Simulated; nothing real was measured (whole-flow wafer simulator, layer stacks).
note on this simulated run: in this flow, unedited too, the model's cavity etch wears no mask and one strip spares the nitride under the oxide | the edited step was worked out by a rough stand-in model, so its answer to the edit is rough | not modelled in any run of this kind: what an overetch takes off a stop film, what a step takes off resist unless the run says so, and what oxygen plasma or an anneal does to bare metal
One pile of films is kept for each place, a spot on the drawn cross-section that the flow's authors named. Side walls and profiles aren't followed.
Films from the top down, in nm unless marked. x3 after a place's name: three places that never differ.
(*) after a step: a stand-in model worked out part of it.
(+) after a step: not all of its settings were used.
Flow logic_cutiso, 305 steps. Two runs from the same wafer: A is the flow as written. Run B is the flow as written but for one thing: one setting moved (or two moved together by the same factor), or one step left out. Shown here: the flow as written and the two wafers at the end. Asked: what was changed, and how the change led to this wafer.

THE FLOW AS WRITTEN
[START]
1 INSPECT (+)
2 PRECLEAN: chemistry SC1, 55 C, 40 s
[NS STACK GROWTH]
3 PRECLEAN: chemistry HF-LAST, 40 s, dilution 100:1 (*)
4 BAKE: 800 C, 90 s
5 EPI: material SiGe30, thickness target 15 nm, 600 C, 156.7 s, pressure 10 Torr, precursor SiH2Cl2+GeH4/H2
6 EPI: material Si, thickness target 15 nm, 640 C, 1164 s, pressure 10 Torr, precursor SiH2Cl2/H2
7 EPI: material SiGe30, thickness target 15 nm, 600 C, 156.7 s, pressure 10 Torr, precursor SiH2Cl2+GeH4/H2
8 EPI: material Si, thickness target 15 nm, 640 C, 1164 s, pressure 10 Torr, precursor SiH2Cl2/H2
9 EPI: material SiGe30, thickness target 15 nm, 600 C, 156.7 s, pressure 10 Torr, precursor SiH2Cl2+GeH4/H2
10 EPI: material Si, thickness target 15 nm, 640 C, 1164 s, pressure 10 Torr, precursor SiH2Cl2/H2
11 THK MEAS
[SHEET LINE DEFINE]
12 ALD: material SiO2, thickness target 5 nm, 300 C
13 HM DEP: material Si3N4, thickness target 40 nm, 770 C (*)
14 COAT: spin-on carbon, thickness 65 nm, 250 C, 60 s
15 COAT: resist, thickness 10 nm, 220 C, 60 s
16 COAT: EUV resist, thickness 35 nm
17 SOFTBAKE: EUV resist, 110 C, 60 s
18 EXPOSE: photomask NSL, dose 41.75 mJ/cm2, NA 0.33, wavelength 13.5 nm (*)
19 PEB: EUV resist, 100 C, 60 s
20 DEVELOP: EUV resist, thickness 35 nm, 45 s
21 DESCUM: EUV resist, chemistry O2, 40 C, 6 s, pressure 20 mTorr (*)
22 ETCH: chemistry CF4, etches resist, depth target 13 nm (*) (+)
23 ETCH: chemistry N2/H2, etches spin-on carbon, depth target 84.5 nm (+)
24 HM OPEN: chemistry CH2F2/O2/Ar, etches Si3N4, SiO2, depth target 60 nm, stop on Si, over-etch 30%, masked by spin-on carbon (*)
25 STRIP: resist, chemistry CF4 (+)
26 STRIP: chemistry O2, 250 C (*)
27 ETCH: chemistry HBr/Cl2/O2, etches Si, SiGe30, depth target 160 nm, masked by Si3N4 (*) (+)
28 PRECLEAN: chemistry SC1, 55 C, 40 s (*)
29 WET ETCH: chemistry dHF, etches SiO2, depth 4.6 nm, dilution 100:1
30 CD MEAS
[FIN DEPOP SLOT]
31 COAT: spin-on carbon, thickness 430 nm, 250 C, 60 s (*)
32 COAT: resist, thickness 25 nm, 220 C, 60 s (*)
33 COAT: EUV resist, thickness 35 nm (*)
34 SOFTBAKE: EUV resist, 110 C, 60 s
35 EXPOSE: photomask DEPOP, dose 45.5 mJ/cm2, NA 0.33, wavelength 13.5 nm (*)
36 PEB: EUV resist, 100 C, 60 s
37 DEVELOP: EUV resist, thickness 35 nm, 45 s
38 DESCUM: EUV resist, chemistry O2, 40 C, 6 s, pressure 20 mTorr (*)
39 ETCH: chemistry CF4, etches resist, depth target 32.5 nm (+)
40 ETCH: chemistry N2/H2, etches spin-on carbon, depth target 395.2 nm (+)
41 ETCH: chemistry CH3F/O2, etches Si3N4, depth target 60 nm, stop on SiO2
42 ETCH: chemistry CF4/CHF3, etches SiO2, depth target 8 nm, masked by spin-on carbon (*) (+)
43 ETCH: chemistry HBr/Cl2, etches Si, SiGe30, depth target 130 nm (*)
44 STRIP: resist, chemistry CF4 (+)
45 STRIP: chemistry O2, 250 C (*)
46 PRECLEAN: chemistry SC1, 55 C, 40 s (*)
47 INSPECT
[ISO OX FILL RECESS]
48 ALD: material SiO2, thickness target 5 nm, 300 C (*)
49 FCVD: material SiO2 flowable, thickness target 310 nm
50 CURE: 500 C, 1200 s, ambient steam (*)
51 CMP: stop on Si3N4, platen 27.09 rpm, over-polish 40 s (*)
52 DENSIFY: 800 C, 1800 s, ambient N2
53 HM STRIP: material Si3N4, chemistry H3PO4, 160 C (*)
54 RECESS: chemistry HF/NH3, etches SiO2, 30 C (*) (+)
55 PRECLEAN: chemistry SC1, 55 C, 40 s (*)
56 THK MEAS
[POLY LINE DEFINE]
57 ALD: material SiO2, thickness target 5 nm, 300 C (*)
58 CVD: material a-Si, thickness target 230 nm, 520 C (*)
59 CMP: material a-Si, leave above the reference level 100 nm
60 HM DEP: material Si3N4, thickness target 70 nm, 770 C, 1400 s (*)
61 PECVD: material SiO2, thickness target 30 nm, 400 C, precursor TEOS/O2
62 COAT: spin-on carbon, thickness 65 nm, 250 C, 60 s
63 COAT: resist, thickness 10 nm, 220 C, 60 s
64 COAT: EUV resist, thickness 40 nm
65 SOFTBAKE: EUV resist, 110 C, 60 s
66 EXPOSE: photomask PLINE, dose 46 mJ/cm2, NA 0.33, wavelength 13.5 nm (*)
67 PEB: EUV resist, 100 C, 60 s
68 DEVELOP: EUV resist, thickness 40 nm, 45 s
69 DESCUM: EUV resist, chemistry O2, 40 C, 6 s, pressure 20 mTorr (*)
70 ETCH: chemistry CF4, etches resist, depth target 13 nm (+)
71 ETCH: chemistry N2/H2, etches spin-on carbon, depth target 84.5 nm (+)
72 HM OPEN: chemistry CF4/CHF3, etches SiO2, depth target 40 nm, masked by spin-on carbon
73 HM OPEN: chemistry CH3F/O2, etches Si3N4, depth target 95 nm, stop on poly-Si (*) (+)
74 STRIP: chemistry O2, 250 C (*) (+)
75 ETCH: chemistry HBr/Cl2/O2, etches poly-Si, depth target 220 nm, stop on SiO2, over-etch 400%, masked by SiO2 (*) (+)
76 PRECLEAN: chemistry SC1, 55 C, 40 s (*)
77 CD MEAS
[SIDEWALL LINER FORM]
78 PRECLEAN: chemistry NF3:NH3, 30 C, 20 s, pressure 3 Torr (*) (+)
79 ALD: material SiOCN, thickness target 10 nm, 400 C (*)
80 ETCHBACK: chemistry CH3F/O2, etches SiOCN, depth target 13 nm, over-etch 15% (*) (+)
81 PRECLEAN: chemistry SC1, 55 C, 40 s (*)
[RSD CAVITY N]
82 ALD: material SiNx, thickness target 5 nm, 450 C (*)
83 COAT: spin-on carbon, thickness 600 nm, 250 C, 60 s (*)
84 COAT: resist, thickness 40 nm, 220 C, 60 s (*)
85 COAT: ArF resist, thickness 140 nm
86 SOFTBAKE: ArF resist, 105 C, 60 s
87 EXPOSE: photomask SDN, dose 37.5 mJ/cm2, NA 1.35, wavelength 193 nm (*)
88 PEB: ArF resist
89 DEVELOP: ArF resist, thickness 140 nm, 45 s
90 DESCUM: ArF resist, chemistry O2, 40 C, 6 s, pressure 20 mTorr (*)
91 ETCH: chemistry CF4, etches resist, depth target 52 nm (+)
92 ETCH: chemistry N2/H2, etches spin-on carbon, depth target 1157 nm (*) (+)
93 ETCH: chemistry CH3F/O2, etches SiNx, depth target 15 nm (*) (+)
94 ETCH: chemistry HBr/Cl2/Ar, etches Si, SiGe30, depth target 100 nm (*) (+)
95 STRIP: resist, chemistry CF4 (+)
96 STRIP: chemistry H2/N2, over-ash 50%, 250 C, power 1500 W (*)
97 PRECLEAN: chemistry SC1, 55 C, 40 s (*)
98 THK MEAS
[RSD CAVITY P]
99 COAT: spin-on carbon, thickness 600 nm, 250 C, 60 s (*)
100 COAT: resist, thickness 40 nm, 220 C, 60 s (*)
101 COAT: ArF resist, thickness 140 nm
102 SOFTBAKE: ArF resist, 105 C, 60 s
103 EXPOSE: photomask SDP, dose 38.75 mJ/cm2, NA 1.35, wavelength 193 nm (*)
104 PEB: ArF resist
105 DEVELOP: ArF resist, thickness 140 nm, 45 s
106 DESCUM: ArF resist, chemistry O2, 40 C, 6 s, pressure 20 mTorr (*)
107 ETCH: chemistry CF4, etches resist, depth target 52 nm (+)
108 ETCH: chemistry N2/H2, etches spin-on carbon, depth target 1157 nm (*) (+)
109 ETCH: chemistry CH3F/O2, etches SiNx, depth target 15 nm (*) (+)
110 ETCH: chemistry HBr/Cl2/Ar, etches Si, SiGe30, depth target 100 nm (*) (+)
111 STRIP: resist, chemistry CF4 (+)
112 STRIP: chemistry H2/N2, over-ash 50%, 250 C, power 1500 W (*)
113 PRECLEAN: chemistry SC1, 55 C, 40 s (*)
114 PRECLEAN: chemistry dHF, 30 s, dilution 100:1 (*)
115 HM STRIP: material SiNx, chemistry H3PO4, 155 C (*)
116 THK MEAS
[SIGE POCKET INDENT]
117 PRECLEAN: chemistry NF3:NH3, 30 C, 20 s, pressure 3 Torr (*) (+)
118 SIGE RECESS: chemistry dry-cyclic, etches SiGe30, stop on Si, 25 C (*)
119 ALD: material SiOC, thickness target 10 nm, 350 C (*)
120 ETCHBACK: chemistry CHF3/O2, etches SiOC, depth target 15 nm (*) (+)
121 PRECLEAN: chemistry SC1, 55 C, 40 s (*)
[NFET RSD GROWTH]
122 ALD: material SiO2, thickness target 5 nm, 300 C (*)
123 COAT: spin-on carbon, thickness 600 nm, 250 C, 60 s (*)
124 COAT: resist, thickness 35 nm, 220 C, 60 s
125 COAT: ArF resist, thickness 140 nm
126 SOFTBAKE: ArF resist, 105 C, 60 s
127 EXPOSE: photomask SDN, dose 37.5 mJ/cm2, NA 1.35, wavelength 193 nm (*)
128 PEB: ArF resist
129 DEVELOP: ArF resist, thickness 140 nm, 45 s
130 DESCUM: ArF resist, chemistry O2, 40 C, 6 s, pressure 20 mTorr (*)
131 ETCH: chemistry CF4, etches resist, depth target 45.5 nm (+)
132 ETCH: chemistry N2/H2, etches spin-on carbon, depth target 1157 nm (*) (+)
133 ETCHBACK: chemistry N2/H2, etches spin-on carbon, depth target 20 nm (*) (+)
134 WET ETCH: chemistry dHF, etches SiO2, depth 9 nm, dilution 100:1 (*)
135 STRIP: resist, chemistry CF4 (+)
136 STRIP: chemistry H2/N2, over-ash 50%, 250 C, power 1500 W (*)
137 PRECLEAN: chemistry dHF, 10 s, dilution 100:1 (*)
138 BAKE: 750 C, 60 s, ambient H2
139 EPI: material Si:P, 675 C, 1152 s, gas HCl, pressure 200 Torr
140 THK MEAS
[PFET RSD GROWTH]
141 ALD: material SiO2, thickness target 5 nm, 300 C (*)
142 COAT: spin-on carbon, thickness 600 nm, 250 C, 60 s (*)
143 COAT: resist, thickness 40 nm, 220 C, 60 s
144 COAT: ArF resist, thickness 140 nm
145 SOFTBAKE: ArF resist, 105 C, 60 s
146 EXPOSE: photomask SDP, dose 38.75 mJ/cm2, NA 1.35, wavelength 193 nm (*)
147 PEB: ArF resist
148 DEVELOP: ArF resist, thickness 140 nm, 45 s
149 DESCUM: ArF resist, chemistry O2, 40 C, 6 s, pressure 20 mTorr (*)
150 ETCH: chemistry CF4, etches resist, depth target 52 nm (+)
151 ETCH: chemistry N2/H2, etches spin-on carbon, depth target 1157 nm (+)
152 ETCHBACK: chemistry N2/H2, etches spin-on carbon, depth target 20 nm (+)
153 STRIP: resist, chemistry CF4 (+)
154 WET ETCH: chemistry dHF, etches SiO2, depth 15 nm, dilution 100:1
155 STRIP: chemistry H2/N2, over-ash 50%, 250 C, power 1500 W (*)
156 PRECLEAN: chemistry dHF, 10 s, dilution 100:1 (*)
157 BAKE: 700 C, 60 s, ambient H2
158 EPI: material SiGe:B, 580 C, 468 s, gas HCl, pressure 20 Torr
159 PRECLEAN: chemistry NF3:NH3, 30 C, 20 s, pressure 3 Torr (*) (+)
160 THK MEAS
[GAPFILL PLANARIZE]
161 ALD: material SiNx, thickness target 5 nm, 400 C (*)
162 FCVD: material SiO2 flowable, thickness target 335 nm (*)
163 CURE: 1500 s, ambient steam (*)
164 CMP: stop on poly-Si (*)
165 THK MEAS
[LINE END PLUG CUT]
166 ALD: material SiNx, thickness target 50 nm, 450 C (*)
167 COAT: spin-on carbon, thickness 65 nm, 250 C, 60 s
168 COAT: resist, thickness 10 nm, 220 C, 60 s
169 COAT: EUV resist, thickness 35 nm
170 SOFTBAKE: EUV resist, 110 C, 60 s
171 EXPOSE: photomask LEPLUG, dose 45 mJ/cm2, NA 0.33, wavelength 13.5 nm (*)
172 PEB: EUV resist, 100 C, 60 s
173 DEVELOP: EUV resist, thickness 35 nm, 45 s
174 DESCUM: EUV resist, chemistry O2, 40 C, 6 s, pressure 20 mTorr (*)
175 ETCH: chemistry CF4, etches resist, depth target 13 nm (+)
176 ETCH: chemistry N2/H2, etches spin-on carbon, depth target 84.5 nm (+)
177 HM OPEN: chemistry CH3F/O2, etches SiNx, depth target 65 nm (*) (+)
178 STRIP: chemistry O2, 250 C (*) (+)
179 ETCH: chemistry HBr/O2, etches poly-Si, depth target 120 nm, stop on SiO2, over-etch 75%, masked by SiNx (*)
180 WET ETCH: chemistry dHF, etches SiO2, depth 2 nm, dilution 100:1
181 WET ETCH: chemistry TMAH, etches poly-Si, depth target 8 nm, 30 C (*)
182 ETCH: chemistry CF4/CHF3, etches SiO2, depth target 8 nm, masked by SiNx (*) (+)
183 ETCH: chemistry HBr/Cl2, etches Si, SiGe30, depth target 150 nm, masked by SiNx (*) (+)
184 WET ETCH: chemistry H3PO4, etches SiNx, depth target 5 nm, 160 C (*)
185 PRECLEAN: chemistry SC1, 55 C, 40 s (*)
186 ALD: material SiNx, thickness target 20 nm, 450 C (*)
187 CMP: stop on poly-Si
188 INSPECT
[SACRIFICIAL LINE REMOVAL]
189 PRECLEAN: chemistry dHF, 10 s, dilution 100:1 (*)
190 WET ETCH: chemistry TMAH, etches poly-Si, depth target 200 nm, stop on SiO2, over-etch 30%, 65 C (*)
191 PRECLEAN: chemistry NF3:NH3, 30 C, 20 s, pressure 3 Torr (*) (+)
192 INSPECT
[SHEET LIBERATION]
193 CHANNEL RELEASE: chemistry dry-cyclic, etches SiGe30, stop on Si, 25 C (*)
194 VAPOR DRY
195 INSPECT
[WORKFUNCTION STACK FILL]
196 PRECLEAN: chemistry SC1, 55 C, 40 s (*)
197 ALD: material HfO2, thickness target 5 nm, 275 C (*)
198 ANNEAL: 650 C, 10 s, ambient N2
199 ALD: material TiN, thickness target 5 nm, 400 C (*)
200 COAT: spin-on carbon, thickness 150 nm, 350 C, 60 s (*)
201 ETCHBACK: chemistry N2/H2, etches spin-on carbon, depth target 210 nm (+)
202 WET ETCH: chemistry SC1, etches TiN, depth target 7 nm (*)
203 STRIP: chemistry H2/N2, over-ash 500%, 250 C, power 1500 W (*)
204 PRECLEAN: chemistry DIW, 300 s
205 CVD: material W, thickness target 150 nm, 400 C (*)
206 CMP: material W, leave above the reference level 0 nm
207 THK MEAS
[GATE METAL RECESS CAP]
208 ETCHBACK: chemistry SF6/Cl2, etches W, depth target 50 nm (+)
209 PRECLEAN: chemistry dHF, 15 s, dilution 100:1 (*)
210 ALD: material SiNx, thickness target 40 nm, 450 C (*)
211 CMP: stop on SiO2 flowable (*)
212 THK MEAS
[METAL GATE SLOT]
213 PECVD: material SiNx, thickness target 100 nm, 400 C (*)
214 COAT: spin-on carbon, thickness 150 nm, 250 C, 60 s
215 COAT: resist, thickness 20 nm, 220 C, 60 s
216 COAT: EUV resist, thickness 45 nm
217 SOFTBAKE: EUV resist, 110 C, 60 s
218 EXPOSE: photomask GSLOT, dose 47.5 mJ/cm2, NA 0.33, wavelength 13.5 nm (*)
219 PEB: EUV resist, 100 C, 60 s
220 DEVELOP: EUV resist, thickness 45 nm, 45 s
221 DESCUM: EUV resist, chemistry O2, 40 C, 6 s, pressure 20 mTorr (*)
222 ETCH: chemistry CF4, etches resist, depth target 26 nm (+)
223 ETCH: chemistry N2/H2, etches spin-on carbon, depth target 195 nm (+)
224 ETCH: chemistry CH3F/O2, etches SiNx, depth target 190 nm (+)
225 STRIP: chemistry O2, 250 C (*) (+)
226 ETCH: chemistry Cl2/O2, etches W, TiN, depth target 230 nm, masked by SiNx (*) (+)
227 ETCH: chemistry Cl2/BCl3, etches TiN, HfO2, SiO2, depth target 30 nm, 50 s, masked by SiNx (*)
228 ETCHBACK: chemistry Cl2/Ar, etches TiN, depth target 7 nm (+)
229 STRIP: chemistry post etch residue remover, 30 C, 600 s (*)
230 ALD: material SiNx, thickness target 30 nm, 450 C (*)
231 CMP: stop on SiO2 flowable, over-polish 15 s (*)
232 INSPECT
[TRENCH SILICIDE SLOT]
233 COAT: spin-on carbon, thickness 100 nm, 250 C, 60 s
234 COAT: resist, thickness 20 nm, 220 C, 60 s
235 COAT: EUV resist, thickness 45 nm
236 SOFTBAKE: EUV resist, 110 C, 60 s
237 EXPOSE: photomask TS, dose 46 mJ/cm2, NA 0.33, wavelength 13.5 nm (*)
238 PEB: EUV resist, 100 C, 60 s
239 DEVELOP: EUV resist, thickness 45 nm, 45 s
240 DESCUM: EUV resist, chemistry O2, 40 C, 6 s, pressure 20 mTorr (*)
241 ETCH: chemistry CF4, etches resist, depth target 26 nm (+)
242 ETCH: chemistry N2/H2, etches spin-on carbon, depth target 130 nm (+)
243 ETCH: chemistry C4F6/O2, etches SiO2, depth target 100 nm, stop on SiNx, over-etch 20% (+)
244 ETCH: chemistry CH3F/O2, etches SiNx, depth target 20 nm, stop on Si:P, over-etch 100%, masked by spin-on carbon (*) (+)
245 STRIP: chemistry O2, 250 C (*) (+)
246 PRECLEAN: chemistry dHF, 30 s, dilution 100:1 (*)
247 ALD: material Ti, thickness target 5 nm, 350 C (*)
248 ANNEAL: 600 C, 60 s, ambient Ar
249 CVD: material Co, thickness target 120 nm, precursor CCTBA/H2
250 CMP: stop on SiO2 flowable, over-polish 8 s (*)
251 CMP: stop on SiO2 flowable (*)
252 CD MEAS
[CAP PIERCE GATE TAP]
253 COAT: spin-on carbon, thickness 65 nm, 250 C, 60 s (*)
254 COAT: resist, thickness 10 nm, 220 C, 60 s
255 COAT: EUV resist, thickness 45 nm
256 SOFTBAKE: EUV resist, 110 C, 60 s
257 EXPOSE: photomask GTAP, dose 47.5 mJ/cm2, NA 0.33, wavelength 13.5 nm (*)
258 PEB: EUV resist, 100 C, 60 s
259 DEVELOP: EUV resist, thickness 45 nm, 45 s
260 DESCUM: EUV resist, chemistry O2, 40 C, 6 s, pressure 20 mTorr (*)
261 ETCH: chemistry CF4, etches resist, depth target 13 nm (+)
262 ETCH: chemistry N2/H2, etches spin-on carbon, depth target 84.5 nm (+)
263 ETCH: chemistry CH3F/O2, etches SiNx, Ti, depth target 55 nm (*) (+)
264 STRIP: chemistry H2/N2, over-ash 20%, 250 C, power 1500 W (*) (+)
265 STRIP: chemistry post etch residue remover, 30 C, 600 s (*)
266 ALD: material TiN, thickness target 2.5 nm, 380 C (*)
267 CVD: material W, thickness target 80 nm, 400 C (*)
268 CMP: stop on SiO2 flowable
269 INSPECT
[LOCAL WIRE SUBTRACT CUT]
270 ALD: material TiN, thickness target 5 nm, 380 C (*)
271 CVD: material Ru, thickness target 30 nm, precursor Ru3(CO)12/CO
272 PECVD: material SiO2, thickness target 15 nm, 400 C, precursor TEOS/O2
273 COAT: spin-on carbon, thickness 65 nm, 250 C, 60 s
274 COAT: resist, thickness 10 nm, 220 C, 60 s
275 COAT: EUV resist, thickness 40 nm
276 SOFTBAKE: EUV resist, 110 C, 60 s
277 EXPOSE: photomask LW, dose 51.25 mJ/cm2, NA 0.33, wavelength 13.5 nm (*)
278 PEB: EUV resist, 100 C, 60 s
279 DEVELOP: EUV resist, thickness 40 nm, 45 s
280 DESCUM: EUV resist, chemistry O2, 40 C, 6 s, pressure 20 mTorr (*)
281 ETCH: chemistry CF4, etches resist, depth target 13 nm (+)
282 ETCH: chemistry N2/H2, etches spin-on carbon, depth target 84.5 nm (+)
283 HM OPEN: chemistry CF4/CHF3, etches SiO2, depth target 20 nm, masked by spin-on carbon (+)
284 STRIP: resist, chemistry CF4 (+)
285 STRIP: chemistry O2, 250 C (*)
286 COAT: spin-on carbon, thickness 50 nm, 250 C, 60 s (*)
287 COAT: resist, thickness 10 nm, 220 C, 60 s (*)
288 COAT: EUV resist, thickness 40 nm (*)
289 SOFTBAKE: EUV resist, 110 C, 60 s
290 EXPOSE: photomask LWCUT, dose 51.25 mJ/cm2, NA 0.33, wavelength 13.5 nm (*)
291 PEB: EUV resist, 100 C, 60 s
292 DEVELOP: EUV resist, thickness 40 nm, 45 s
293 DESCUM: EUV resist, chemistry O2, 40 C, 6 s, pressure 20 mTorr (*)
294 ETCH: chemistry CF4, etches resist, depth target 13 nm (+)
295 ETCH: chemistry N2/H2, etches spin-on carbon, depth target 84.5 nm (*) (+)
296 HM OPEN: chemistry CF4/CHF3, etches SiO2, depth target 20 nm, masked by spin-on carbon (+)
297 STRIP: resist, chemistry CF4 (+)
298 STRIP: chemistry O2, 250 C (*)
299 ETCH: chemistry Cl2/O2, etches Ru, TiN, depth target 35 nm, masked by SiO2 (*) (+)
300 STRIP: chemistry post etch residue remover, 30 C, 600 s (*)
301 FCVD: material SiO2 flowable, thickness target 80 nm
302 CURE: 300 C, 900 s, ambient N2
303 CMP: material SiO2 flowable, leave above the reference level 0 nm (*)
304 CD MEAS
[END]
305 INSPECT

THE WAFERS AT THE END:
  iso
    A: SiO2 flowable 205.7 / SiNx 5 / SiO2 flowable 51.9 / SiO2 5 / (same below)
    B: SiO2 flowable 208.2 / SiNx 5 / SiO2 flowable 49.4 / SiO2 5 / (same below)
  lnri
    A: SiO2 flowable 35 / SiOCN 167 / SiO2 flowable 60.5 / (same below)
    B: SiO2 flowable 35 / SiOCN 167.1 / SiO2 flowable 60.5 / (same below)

The cause: step 119, ALD: thickness target 7.5 nm was run, where the flow has thickness target 10 nm.

How the change led to this, step by step:
  119 ALD: material SiOC, thickness target 10 nm, 350 C (*)
      depop, dpovl, gfld and 14 more: A SiOC +10 (new film) | B SiOC +7.5 (new film)
      lnr, lnrp, lnrt: A SiOC +10 (new film), SiOC +16 (new film), cavity -16 (all of it), SiOC +16 (new film), cavity -16 (all of it), SiOC +16 (new film), cavity -16 (all of it) | B SiOC +7.5 (new film), SiOC +16 (new film), cavity -16 (all of it), SiOC +16 (new film), cavity -16 (all of it), SiOC +16 (new film), cavity -16 (all of it)
      (and at 2 more places)
  120 ETCHBACK: chemistry CHF3/O2, etches SiOC, depth target 15 nm (*) (+)
      gxn: A SiOC -11 (all of it), SiO2 -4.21 (all of it) | B SiOC -7.99 (all of it), SiO2 -4.21 (all of it), Si3N4 -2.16
      gxp: A SiOC -11 (all of it), SiO2 -4.25 (all of it) | B SiOC -7.96 (all of it), SiO2 -4.25 (all of it), Si3N4 -2.15
      (and at 20 more places)
  141 ALD: material SiO2, thickness target 5 nm, 300 C (*)
      gxn: A SiO2 +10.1 (new film) | B SiO2 +11 (new film)
      gxp: A SiO2 +5 | B SiO2 +5.59
  153 STRIP: resist, chemistry CF4 (+)
      gxp: A SiO2 -3.06 (all of it) | B SiO2 -3.95 (all of it)
  164 CMP: stop on poly-Si (*)
      depop, dpovl, isow, ns, nsgap: A SiO2 flowable -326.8 (all of it), SiNx -5 (all of it), SiO2 -4.13 (all of it), Si3N4 -70 (all of it) | B SiO2 flowable -326.8 (all of it), SiNx -5 (all of it), SiO2 -1.63 (all of it), Si3N4 -70 (all of it)
      gxf, plug: A SiO2 flowable -251.9 (all of it), SiNx -5 (all of it), SiO2 -4.13 (all of it), Si3N4 -70 (all of it) | B SiO2 flowable -253.4 (all of it), SiNx -5 (all of it), SiO2 -1.63 (all of it), Si3N4 -70 (all of it)
      (and at 6 more places)
